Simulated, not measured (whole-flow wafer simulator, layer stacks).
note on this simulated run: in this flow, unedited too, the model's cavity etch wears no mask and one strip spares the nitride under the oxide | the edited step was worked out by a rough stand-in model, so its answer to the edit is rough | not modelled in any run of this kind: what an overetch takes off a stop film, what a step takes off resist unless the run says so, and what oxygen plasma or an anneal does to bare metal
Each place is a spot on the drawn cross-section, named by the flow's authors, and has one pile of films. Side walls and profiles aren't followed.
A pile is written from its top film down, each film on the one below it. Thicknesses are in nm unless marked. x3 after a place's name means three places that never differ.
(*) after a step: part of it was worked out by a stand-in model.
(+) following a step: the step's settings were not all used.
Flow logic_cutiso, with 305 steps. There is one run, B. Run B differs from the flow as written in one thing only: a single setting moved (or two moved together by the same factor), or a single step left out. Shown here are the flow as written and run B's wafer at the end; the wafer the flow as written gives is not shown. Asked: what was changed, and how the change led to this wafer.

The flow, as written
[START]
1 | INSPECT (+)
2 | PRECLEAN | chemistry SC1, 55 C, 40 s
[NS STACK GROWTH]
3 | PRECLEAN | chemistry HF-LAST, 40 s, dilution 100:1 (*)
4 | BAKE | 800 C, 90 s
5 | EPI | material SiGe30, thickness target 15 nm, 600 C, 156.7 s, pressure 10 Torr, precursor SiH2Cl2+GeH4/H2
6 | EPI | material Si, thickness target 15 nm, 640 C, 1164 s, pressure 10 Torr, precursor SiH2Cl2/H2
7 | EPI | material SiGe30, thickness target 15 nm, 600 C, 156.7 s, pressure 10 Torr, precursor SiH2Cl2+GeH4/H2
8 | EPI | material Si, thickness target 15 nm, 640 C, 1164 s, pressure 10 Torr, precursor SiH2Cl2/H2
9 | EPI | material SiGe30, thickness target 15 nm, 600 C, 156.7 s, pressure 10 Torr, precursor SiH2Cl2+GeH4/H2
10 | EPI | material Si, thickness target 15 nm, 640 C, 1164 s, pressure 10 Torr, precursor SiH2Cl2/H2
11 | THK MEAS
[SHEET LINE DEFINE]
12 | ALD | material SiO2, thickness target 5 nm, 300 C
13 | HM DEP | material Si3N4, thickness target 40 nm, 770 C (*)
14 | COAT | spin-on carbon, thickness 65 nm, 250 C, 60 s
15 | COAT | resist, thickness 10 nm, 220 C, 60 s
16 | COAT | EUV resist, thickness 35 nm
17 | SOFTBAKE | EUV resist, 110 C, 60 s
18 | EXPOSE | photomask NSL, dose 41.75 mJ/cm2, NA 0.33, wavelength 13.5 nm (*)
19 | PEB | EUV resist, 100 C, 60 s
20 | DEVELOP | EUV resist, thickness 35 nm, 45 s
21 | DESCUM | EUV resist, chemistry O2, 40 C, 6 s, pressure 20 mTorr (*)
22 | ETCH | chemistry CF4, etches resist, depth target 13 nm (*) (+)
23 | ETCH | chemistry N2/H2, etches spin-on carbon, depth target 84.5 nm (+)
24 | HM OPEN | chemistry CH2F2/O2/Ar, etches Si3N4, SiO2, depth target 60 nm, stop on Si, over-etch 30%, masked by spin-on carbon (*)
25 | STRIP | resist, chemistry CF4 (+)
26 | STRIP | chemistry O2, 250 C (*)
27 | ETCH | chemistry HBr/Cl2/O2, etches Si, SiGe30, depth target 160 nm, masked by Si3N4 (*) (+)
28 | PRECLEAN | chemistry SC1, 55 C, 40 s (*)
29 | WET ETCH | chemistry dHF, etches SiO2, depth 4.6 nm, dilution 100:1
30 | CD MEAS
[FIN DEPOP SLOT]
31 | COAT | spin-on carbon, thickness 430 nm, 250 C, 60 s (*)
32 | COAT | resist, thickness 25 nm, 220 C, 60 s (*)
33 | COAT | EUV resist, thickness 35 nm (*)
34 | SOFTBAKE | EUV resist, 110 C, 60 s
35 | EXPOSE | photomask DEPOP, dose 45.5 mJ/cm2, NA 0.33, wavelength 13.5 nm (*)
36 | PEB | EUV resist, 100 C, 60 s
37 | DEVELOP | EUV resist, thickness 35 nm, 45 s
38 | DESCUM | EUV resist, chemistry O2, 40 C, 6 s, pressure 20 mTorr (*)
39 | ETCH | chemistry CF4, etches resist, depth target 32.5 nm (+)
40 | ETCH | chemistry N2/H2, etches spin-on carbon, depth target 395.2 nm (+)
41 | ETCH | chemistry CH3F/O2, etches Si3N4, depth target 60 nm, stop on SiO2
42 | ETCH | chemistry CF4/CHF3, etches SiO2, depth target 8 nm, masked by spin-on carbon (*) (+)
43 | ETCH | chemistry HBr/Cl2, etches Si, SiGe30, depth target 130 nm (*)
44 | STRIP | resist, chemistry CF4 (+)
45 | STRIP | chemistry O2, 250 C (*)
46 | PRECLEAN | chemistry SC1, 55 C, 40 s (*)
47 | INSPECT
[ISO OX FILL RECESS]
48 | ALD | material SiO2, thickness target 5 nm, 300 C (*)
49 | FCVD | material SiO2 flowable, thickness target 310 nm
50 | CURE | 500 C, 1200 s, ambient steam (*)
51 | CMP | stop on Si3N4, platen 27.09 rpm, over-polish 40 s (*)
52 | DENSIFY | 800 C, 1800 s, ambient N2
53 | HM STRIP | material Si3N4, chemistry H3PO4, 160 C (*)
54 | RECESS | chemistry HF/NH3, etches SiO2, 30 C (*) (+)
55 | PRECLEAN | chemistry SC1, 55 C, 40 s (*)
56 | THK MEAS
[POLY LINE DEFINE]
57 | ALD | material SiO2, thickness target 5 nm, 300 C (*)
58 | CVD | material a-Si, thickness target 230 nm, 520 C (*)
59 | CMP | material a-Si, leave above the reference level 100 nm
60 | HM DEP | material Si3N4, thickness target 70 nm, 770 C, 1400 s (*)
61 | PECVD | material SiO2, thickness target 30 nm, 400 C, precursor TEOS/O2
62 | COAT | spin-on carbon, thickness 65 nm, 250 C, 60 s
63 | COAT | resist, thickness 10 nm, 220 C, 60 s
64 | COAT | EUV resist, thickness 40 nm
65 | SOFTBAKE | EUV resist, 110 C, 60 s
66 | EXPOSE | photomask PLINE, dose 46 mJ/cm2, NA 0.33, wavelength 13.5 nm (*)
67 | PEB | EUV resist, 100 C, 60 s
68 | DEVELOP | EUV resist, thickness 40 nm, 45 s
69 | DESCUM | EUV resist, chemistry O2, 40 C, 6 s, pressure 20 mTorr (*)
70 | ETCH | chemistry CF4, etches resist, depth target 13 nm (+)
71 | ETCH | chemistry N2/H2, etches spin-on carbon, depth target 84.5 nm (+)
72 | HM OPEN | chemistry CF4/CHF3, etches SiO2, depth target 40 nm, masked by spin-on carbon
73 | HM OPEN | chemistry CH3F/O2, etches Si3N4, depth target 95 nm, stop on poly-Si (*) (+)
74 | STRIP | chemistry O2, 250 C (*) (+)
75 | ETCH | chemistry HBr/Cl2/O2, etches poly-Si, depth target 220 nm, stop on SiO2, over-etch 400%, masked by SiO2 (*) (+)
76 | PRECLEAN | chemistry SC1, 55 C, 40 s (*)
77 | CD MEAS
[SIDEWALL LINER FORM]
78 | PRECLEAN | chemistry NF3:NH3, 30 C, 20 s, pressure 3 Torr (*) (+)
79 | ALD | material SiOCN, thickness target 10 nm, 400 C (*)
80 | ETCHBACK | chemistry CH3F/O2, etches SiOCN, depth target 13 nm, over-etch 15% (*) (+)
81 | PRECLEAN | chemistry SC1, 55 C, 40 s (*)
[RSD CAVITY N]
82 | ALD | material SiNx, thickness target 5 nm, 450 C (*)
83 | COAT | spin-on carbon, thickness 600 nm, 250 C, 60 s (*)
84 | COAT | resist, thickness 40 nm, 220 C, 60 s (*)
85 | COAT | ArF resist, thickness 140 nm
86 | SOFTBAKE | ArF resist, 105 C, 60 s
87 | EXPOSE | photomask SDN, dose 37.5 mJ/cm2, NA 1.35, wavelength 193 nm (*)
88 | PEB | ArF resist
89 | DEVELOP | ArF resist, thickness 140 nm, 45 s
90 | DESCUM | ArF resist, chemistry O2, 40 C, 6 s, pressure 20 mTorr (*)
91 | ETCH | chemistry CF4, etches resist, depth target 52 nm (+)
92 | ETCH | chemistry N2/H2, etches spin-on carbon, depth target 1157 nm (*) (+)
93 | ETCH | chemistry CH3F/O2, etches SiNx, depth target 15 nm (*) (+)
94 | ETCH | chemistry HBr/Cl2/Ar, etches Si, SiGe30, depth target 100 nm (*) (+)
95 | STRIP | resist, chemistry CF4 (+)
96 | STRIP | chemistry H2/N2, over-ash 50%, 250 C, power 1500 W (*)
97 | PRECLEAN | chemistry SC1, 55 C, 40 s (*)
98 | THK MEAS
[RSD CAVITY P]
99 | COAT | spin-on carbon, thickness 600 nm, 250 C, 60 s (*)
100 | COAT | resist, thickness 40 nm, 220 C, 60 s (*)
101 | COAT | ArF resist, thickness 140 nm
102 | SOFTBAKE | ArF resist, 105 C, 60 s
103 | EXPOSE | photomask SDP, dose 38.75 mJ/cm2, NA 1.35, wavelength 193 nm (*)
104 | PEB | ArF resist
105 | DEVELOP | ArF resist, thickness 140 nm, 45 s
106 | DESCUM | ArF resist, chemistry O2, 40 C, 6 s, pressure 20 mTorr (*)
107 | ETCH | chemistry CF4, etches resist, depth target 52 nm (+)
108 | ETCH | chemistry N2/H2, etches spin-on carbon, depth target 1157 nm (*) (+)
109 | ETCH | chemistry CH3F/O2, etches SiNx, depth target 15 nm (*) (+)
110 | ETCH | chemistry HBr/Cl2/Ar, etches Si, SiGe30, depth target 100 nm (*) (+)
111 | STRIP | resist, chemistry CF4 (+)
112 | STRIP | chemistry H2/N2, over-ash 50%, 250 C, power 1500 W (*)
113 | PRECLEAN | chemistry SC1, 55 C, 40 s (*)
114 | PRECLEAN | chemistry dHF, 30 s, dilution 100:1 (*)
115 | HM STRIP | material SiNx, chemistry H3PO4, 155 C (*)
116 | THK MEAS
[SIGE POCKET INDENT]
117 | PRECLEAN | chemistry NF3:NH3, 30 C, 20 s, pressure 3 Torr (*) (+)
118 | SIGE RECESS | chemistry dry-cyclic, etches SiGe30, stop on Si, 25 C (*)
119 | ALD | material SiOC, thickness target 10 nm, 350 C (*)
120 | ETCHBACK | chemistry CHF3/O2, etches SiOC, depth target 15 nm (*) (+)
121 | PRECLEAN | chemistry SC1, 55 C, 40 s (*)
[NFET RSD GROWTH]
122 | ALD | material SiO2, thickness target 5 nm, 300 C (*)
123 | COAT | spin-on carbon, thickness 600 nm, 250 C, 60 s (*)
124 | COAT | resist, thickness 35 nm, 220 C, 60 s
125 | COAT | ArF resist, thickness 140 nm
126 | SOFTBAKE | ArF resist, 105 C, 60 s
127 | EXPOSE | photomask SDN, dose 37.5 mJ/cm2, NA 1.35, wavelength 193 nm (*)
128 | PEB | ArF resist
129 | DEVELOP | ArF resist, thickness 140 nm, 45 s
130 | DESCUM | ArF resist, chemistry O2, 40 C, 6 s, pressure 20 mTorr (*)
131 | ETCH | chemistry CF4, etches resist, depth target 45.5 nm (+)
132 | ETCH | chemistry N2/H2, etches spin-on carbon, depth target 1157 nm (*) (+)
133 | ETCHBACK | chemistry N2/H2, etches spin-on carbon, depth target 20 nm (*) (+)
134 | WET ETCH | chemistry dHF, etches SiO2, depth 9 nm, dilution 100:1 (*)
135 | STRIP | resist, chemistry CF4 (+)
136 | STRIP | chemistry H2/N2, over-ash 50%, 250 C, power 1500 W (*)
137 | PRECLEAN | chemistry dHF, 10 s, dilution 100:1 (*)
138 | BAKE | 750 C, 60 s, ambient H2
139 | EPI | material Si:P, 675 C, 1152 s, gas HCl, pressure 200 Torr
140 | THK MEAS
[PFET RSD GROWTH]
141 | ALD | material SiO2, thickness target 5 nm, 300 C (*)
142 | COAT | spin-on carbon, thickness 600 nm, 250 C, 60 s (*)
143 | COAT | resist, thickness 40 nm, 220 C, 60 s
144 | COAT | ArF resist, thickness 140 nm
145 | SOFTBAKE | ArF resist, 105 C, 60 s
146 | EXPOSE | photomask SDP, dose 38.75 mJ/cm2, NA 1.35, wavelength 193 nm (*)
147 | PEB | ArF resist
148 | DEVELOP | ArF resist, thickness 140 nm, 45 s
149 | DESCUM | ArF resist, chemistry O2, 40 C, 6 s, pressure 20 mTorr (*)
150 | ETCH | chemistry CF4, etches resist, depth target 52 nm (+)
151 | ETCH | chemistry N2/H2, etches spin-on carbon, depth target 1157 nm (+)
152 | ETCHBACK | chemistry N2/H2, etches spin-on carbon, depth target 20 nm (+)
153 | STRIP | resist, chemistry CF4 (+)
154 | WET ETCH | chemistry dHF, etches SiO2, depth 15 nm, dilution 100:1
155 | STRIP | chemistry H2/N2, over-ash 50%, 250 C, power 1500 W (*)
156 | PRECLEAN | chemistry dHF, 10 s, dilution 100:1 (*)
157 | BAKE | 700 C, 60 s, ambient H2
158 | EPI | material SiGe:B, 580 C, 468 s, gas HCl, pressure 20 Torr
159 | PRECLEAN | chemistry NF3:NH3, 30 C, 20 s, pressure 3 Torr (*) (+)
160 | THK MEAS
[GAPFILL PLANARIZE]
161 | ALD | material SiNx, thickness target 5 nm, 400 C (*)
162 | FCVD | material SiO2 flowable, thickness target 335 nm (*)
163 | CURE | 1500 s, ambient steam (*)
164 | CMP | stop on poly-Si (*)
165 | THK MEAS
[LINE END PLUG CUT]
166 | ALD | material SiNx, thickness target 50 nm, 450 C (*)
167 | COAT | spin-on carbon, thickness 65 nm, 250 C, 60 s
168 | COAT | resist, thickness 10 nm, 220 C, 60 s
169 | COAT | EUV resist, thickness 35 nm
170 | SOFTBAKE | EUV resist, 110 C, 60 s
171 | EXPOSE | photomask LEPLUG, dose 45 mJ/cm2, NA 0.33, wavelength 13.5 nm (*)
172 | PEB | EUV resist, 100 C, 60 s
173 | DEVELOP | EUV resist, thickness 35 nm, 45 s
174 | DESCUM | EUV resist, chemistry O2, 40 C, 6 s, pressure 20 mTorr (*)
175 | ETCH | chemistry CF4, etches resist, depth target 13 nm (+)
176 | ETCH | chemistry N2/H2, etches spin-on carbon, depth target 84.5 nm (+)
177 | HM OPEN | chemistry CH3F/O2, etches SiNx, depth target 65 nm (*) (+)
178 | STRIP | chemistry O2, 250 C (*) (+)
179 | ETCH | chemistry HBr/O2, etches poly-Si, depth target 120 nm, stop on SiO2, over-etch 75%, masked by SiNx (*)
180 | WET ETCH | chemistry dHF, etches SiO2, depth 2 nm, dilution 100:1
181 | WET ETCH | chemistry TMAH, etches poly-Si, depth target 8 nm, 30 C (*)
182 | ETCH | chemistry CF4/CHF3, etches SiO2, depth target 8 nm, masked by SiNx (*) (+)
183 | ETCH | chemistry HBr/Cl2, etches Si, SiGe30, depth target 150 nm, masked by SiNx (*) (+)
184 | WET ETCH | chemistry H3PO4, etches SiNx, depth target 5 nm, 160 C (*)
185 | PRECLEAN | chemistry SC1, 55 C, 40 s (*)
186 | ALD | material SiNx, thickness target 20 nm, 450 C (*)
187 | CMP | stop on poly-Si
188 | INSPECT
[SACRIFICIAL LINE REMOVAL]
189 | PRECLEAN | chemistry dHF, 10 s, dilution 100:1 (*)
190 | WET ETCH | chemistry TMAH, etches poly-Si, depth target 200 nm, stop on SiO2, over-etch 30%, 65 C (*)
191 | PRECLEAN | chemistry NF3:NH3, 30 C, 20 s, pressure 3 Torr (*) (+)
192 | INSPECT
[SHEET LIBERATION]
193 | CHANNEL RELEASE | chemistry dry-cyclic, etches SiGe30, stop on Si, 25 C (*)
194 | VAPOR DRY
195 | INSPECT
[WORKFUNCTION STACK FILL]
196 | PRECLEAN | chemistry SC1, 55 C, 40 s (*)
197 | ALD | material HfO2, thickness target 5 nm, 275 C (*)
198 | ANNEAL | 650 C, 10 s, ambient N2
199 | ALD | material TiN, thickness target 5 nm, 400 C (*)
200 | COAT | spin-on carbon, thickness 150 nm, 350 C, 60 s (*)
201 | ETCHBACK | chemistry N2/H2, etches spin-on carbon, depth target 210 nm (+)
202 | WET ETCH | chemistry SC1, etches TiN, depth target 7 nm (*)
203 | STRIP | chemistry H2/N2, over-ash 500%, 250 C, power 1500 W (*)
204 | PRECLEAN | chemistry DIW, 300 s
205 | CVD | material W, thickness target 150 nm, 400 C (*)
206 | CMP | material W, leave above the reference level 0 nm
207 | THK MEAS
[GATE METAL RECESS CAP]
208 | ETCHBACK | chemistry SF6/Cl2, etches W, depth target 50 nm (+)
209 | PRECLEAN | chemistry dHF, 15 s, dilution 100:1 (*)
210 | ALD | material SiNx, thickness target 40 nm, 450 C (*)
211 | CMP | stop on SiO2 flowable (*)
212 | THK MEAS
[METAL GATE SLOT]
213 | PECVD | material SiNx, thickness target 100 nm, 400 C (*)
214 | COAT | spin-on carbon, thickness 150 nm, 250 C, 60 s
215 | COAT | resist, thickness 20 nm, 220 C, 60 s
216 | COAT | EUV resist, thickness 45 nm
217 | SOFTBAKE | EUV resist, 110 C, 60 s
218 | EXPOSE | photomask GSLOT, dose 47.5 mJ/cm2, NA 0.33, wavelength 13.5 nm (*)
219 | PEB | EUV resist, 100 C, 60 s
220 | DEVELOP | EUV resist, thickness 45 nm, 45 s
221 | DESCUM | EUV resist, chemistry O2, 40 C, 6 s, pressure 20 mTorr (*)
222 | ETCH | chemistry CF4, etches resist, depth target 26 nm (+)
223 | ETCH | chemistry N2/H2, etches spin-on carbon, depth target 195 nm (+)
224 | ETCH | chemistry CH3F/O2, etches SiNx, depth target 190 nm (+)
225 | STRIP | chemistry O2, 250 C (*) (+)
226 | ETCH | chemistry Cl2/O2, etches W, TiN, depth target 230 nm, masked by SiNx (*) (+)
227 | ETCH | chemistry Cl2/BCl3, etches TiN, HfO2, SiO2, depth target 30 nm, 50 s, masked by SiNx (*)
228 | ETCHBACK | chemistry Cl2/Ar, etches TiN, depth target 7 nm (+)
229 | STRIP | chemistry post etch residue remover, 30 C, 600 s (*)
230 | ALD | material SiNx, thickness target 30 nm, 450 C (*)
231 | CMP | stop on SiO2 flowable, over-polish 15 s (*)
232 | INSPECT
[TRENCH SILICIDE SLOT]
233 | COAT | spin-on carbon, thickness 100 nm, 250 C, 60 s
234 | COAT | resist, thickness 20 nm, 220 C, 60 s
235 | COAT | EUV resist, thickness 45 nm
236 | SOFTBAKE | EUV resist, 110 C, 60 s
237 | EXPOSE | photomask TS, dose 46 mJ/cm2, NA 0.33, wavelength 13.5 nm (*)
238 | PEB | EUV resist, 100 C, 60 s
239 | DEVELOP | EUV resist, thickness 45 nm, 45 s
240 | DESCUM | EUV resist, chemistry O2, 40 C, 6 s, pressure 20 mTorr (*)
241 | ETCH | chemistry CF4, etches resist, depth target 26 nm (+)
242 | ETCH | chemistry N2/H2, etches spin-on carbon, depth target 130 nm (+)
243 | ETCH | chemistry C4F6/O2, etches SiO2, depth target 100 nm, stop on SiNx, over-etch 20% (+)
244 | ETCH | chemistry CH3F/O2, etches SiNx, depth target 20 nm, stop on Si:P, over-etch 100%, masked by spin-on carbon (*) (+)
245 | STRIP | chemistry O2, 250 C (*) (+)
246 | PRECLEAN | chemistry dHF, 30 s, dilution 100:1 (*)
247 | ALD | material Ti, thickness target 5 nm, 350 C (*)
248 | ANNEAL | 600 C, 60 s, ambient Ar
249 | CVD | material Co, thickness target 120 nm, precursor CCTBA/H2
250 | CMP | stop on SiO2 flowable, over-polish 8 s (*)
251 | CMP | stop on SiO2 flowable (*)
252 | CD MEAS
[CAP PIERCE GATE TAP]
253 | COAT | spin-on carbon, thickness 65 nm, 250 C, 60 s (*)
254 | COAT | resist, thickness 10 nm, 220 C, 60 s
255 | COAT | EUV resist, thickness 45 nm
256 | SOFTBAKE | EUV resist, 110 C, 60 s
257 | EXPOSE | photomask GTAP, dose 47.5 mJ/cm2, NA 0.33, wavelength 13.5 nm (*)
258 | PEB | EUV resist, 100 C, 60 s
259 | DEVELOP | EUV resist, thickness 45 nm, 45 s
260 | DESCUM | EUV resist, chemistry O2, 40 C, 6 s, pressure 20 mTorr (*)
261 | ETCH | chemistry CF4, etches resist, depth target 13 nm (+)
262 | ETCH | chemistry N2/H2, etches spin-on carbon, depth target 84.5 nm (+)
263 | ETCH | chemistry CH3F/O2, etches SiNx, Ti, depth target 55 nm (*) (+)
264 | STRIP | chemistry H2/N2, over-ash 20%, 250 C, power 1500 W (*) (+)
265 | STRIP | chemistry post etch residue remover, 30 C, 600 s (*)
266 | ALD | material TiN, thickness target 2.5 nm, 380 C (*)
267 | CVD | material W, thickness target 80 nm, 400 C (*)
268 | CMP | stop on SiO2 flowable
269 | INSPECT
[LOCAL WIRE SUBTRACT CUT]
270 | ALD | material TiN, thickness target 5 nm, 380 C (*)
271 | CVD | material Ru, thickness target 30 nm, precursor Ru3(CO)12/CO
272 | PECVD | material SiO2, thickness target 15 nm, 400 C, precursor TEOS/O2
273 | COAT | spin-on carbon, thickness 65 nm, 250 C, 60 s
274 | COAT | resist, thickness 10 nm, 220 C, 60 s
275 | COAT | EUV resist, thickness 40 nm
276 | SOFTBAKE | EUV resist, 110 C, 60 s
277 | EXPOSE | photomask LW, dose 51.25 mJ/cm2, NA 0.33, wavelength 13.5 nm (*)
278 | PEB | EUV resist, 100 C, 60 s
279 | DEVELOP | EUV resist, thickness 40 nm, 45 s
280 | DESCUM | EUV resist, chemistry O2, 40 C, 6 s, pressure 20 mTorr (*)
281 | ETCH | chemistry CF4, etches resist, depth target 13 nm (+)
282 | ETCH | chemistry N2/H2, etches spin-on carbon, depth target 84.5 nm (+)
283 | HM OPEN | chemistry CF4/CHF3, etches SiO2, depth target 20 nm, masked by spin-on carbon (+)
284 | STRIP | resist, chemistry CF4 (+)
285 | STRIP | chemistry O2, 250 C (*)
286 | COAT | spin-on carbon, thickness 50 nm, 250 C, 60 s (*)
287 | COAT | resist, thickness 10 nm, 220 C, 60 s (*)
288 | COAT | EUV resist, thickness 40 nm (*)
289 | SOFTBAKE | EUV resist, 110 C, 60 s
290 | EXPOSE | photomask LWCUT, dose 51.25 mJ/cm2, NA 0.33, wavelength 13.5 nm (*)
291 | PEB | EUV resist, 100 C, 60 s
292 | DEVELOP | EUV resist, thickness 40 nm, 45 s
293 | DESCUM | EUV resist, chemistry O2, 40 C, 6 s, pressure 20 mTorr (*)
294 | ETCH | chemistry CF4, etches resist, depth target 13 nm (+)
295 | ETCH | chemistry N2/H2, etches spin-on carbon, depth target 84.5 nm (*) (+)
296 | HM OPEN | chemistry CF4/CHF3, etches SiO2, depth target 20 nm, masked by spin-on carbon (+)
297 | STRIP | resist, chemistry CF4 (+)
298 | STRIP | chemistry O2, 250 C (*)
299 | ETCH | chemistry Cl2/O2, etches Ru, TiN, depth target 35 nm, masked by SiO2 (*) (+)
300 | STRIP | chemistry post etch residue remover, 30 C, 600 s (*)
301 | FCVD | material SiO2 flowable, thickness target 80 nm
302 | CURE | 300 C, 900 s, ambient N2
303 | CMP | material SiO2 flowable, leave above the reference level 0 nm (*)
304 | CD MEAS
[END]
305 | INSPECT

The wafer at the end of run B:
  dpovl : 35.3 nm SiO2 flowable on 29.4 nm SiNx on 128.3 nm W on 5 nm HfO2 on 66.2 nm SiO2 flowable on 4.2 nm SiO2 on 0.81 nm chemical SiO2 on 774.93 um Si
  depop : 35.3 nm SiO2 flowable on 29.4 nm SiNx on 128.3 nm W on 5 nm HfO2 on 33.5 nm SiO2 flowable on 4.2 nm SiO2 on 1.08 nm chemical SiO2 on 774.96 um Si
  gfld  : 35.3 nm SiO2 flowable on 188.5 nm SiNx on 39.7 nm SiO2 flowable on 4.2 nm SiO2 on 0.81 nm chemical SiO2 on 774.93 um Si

The reason: step 48, ALD: thickness target 4.2 nm was run, though the flow has thickness target 5 nm.
One can read it off the wafer: dpovl has SiO2 4.2, and step 48 as written asks for 5 nm.

How this came from the change, step by step:
  48 | ALD | material SiO2, thickness target 5 nm, 300 C (*)
      depop, dpovl, gfld and 19 more: SiO2 gains 4.2 (new film) (in the flow as written it would be: SiO2 gains 5 (new film))
  51 | CMP | stop on Si3N4, platen 27.09 rpm, over-polish 40 s (*)
      lnrt, rsdn, tap: SiO2 flowable loses 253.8 (all of it), SiO2 loses 4.2 (all of it), Si3N4 loses 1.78 (in the flow as written it would be: SiO2 flowable loses 254.2 (all of it), SiO2 loses 5 (all of it), Si3N4 loses 1.78)
      glp, lnrp: SiO2 flowable loses 253.5 (all of it), SiO2 loses 4.2 (all of it), Si3N4 loses 1.78 (in the flow as written it would be: SiO2 flowable loses 253.9 (all of it), SiO2 loses 5 (all of it), Si3N4 loses 1.78)
      (and at 9 other places as well)
  197 | ALD | material HfO2, thickness target 5 nm, 275 C (*)
      gxf: HfO2 gains 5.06 (new film) (in the flow as written it would be: HfO2 gains 7.7 (new film))
  199 | ALD | material TiN, thickness target 5 nm, 400 C (*)
      gxf: TiN gains 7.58 (new film) (in the flow as written it would be: TiN gains 5 (new film))
